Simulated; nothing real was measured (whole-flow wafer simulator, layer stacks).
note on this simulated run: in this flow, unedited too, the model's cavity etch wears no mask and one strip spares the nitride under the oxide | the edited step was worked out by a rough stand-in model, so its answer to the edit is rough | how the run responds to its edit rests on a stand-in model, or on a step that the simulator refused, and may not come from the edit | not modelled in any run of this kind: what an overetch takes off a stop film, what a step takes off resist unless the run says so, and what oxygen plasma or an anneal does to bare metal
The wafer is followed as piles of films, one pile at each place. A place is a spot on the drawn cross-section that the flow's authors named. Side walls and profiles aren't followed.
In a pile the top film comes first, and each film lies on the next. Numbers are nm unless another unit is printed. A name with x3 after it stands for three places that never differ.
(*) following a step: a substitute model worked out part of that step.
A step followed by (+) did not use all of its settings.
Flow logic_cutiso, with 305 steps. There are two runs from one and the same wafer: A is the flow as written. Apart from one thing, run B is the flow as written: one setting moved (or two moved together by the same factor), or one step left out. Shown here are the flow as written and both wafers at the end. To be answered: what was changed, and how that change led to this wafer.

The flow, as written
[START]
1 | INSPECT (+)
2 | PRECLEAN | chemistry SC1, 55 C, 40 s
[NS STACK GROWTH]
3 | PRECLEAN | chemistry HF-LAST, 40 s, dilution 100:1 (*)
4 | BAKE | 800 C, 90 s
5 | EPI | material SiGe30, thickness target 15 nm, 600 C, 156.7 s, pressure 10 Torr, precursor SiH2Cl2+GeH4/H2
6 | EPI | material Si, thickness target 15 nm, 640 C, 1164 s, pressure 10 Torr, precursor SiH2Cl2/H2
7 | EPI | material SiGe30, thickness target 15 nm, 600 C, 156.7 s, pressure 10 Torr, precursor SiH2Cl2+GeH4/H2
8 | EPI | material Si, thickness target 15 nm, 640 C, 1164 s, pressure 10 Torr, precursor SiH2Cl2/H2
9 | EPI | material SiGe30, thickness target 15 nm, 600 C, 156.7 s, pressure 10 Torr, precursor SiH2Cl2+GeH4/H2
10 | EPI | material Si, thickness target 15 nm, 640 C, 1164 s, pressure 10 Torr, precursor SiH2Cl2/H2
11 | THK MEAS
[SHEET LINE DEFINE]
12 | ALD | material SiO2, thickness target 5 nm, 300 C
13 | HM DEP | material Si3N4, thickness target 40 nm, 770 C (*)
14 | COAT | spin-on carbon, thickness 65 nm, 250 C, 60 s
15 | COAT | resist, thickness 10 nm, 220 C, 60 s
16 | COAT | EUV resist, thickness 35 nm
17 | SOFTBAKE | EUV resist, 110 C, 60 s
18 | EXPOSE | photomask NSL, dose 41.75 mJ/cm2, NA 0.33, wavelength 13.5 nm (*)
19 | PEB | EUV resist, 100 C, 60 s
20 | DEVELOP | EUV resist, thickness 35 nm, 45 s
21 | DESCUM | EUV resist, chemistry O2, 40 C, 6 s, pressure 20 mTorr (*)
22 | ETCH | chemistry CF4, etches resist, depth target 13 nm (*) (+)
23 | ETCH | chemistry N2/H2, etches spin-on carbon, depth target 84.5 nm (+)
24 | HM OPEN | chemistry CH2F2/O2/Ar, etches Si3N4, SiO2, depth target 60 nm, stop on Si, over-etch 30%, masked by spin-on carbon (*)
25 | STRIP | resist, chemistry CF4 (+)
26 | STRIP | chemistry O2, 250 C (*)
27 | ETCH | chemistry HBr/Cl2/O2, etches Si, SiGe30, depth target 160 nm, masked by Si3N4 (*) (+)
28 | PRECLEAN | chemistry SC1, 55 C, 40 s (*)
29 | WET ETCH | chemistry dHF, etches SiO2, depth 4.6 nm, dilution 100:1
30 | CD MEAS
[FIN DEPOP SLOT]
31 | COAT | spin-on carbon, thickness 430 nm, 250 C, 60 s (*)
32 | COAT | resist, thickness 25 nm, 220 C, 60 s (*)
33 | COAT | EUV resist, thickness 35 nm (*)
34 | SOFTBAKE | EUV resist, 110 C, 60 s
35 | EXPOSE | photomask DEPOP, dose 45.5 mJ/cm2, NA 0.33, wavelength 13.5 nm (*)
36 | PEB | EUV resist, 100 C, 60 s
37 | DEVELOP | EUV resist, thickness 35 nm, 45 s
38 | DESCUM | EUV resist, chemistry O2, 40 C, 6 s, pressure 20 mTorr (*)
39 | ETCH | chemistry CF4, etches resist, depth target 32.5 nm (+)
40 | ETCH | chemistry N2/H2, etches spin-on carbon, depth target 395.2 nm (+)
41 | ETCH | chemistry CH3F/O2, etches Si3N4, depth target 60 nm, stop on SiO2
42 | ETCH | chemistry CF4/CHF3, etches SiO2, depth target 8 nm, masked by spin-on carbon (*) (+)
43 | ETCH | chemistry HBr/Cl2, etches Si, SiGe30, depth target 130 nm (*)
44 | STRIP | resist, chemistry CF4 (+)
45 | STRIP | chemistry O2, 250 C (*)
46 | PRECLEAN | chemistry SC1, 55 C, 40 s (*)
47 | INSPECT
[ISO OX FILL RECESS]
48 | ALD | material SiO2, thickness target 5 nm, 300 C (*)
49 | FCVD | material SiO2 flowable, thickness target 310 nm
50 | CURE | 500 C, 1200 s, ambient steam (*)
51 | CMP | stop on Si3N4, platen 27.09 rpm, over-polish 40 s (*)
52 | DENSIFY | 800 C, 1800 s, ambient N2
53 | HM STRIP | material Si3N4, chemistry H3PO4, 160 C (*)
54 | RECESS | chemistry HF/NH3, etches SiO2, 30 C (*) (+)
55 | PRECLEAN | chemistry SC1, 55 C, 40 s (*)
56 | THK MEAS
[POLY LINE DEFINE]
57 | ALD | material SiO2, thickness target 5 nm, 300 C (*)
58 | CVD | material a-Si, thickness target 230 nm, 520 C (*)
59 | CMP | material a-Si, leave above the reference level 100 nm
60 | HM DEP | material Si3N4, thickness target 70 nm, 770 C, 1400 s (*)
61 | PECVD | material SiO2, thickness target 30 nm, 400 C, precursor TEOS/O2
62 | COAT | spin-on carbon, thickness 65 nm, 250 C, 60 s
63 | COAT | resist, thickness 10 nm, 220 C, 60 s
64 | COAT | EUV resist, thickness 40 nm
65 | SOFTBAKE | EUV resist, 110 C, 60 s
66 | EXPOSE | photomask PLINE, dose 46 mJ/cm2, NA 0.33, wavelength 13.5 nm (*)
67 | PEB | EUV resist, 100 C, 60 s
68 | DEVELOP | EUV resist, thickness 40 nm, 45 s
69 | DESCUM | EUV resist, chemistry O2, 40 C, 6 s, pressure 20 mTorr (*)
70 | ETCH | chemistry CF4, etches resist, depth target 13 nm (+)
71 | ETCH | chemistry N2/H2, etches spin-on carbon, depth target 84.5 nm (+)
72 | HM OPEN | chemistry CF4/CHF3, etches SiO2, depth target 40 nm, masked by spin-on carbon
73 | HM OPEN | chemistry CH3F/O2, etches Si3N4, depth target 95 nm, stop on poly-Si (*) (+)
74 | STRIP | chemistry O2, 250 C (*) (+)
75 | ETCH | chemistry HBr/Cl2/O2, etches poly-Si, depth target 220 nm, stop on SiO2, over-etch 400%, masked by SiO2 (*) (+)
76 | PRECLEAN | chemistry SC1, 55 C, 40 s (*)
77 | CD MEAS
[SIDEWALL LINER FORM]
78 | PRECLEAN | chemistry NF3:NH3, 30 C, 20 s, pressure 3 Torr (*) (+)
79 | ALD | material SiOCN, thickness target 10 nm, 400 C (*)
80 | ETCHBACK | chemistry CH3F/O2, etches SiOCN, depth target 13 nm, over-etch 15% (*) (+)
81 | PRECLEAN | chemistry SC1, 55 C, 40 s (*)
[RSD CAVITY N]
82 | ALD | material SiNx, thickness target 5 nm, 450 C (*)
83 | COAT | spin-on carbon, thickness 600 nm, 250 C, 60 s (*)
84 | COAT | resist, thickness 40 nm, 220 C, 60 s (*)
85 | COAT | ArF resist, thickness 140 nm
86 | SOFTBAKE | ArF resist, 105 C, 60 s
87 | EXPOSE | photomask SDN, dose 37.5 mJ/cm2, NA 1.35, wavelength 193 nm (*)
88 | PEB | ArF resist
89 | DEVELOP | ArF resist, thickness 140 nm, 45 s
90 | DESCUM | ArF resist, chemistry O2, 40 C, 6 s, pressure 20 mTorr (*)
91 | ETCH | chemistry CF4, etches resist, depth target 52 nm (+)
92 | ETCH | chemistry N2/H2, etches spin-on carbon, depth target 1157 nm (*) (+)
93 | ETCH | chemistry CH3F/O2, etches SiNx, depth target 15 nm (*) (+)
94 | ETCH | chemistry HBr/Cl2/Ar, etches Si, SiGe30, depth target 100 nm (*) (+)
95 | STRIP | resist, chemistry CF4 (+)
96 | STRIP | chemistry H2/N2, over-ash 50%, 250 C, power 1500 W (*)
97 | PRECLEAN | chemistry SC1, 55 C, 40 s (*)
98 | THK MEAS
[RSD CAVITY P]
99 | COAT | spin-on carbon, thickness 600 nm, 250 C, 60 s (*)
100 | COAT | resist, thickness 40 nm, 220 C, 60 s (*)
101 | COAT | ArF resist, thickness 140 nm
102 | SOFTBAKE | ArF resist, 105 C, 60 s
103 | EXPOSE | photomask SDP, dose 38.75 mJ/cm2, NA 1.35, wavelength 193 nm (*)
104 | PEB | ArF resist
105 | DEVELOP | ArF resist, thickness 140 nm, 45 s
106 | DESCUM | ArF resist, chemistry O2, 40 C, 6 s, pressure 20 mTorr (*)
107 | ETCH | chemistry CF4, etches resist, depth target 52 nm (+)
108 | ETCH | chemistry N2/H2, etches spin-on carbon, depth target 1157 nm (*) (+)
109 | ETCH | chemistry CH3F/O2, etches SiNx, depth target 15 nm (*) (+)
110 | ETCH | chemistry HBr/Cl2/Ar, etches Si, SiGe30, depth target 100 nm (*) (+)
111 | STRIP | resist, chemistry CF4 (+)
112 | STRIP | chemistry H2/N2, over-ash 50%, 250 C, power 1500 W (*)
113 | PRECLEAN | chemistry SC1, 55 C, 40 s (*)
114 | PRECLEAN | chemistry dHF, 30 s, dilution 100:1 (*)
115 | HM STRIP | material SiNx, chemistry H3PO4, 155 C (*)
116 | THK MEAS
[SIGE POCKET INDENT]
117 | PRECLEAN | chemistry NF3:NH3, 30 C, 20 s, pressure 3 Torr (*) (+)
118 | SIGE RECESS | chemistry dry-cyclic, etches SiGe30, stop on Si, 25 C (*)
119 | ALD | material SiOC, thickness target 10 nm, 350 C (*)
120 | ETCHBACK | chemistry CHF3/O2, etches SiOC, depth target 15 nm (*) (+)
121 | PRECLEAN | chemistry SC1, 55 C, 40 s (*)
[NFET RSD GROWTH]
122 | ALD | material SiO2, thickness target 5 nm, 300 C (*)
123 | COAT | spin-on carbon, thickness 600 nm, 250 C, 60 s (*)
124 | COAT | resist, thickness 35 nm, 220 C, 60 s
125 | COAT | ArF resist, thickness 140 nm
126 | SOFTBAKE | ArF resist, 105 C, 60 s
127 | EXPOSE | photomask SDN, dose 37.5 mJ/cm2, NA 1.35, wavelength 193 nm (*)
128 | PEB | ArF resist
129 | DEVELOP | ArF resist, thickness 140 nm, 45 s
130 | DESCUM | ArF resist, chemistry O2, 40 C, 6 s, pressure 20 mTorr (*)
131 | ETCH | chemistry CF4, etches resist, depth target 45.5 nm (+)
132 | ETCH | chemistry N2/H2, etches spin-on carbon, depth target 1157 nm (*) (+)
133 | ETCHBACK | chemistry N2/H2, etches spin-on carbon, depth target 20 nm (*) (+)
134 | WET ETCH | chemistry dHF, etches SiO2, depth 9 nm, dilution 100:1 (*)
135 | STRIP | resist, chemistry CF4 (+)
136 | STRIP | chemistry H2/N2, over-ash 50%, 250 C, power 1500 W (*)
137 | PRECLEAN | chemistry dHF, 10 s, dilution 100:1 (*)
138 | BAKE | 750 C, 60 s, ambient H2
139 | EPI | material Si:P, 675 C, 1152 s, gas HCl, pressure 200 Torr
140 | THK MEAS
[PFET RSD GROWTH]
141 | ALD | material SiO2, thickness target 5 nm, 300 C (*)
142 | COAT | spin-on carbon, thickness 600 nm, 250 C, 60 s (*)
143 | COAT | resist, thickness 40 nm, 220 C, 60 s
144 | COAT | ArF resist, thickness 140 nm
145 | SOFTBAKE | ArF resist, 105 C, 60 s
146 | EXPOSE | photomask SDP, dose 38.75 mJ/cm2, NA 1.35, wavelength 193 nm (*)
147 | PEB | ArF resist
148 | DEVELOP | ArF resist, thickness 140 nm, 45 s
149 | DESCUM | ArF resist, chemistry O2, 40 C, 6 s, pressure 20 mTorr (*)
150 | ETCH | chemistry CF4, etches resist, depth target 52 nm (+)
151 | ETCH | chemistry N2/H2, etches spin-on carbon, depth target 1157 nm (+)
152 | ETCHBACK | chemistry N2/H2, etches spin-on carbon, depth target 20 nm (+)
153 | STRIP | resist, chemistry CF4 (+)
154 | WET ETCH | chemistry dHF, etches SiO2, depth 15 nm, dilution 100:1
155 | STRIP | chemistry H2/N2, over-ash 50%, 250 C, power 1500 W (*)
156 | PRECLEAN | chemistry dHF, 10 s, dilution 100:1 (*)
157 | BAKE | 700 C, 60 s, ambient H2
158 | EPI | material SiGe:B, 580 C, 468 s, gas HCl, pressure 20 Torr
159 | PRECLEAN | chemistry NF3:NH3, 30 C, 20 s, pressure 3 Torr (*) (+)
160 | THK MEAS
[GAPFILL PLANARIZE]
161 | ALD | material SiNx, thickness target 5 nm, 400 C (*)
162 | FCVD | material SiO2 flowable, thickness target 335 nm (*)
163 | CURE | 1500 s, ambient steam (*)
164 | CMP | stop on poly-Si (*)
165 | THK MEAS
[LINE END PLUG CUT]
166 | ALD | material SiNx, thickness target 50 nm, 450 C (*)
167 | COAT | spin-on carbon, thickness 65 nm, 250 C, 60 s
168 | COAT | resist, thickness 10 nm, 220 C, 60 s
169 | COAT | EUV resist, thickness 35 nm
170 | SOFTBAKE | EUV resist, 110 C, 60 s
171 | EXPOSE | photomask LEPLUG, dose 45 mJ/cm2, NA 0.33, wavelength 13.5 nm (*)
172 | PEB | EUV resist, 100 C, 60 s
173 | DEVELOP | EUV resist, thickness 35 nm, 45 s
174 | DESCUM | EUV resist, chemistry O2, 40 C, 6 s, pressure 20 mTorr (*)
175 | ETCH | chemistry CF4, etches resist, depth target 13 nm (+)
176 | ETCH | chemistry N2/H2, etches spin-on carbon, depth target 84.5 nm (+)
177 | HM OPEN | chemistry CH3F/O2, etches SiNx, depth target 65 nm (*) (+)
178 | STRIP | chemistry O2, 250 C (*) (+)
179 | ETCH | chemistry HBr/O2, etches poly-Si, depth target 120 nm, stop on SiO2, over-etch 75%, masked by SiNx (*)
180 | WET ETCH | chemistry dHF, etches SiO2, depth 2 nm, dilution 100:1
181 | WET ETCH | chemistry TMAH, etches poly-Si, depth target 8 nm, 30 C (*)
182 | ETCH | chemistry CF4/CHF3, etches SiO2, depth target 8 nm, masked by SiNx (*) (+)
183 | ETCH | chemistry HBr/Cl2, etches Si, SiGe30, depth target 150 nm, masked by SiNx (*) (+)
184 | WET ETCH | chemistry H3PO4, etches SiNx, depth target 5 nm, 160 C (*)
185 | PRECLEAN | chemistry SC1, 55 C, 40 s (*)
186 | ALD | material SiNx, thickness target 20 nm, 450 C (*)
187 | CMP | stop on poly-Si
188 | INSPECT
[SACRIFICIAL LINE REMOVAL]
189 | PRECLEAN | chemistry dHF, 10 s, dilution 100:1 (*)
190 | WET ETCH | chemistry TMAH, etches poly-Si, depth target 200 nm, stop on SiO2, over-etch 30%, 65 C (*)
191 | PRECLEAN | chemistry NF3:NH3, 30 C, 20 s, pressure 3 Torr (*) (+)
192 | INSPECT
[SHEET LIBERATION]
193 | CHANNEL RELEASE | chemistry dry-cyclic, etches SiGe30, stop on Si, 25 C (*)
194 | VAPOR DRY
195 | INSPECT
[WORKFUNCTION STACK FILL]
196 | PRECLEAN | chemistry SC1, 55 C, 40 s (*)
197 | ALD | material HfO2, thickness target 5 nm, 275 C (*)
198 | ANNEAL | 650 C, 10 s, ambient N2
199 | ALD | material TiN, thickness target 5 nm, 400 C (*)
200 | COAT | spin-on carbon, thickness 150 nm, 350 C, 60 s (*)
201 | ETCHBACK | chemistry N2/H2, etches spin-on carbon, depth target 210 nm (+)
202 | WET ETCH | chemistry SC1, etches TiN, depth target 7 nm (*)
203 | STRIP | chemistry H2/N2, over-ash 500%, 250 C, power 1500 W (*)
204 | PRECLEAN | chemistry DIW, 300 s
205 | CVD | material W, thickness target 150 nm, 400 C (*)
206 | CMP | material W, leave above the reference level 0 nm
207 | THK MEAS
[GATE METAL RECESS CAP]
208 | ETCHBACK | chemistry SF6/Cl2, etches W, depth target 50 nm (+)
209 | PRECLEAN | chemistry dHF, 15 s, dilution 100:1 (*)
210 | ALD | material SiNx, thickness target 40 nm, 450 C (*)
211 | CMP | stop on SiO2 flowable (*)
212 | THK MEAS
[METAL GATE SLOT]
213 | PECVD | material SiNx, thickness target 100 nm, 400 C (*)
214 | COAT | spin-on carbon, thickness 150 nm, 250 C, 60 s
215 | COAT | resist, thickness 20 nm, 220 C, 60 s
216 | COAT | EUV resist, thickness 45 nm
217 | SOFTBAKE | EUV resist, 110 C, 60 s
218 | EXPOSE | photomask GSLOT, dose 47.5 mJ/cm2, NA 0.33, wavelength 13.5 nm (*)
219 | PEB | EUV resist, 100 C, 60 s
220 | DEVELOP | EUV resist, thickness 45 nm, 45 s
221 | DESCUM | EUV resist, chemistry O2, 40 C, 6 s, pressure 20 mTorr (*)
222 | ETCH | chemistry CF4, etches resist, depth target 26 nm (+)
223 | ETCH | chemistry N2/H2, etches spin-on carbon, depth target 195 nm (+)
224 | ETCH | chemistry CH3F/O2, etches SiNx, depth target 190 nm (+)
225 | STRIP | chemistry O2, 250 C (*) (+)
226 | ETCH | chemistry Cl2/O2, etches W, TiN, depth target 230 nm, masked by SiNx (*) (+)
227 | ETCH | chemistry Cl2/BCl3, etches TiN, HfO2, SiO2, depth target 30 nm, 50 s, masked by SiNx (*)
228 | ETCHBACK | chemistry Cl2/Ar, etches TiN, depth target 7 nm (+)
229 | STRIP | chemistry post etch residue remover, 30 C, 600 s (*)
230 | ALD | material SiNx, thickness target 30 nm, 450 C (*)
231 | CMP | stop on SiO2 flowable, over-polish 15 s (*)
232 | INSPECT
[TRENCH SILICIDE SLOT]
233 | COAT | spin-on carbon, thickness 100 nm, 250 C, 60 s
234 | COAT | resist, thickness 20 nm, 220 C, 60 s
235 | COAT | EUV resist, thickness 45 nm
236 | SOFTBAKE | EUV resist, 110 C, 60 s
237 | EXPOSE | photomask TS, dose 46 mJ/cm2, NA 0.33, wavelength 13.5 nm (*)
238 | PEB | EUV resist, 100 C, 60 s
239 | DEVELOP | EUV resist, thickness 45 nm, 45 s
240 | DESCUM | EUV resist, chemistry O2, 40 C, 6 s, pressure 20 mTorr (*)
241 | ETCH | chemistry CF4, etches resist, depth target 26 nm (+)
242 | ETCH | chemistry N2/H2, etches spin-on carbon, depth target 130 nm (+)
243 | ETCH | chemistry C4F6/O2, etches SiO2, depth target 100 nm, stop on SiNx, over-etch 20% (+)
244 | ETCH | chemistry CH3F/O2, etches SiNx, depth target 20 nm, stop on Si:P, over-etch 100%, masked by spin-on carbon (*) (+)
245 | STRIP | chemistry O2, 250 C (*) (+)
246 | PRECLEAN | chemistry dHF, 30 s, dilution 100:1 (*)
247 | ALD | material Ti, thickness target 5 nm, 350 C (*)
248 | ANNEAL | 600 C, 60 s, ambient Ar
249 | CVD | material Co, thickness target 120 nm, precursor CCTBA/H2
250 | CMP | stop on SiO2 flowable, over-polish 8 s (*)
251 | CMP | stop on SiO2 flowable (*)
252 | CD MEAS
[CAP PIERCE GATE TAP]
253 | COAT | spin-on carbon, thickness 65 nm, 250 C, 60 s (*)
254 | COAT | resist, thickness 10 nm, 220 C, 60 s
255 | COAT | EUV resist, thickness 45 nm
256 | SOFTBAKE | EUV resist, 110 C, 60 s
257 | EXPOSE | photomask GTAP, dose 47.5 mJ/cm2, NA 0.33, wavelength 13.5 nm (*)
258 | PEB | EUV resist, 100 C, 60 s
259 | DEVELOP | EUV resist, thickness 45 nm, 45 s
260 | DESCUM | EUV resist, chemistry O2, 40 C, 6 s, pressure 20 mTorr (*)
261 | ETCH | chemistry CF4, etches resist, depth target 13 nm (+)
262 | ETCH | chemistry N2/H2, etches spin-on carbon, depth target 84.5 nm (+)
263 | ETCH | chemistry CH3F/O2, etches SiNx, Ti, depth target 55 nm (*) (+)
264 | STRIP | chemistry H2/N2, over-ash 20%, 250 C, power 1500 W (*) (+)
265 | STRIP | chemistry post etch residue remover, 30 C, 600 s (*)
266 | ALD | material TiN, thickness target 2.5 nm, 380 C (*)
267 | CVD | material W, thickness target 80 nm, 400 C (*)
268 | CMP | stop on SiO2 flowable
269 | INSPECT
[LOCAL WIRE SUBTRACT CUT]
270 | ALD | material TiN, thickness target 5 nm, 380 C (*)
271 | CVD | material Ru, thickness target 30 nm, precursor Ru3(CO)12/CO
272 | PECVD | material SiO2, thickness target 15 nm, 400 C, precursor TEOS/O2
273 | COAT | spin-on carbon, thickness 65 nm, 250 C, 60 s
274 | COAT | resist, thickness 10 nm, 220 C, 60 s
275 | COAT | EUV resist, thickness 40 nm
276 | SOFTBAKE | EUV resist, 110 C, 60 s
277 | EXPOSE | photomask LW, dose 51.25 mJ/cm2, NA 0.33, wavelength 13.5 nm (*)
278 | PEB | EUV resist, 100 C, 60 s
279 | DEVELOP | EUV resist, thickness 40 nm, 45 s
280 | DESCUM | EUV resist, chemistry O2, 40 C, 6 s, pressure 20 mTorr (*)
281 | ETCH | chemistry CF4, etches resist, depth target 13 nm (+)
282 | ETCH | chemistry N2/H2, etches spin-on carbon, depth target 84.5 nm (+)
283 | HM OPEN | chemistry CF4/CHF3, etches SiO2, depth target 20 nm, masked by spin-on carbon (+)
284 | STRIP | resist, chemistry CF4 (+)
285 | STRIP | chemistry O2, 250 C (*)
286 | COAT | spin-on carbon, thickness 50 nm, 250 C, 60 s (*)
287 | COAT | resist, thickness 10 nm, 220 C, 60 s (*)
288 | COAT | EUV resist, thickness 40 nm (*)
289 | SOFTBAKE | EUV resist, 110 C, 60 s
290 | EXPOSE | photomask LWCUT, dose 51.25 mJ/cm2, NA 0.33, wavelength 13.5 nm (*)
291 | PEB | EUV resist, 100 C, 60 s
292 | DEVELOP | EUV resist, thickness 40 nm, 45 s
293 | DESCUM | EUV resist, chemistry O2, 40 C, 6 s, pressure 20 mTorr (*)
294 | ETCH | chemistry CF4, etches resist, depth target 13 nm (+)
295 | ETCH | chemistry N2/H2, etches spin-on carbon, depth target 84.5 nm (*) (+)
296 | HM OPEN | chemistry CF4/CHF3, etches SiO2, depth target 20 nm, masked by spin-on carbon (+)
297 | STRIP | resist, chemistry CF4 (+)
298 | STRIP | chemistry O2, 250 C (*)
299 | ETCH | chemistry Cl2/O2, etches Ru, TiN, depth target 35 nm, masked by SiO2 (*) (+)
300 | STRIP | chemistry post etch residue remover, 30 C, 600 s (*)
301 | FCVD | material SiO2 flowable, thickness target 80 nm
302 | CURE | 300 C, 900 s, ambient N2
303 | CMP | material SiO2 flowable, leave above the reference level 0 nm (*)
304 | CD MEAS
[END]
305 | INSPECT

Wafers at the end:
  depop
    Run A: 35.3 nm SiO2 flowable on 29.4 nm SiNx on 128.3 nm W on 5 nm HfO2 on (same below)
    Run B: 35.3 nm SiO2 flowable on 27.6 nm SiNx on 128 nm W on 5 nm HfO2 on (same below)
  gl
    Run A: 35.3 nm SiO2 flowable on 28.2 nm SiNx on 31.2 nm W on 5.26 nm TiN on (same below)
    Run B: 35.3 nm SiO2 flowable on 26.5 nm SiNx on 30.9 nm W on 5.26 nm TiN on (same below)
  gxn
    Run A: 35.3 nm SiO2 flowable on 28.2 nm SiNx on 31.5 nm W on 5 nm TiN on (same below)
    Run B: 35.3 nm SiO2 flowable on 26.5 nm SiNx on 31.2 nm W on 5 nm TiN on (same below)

Cause: step 162, FCVD: thickness target 477.4 nm was run, though the flow has thickness target 335 nm.

Step by step, how the change led to this:
  162 | FCVD | material SiO2 flowable, thickness target 335 nm (*)
      depop, dpovl, isow, ns, nsgap: A +335 SiO2 flowable (new film) | B +477.4 SiO2 flowable (new film)
      rsdn, rsdp, rsdw, rsdx: A +423.9 SiO2 flowable (new film) | B +566.3 SiO2 flowable (new film)
      (and at 13 other places as well)
  163 | CURE | 1500 s, ambient steam (*)
      depop, dpovl, isow, ns, nsgap: A -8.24 SiO2 flowable | B -10.3 SiO2 flowable
      gfld, iso, lnri: A -7.46 SiO2 flowable | B -9.73 SiO2 flowable
      (and at 14 other places as well)
  164 | CMP | stop on poly-Si (*)
      depop, dpovl, isow, ns, nsgap: A -326.8 SiO2 flowable (all of it), -5 SiNx (all of it), -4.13 SiO2 (all of it), -70 Si3N4 (all of it) | B -467.1 SiO2 flowable (all of it), -5 SiNx (all of it), -4.13 SiO2 (all of it), -70 Si3N4 (all of it)
      iso, rsdn, rsdp, rsdx: A -331 SiO2 flowable | B -471.1 SiO2 flowable
      (and at 13 other places as well)
  209 | PRECLEAN | chemistry dHF, 15 s, dilution 100:1 (*)
      iso: A -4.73 SiO2 flowable | B -5.32 SiO2 flowable
  246 | PRECLEAN | chemistry dHF, 30 s, dilution 100:1 (*)
      iso: A -9.13 SiO2 flowable | B -10.4 SiO2 flowable
      rsdx: A -8.73 SiO2 flowable | B -9.56 SiO2 flowable
  250 | CMP | stop on SiO2 flowable, over-polish 8 s (*)
      rsdx: A -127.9 Co (all of it) | B -127.1 Co
  251 | CMP | stop on SiO2 flowable (*)
      rsdx: A -5 Ti (all of it) | B -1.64 Co (all of it), -4.01 Ti
      iso: A -1.22 Co (all of it), -4.34 Ti | B -2.49 Co (all of it), -3.15 Ti
  265 | STRIP | chemistry post etch residue remover, 30 C, 600 s (*)
      rsdx: A nothing | B -0.99 Ti (all of it)
      iso: A -0.66 Ti (all of it) | B -1.85 Ti (all of it)
  268 | CMP | stop on SiO2 flowable
      depop, dpovl, gfld and 9 more: A -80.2 W (all of it), -2.5 TiN (all of it), -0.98 SiNx | B -80.2 W (all of it), -2.5 TiN (all of it), -2.25 SiNx
      lnr, lnri, lnrp, lnrt: A -80 W (all of it), -2.5 TiN (all of it), -1.22 SiOCN | B -80 W (all of it), -2.5 TiN (all of it), -2.49 SiOCN
      (and at 3 other places as well)
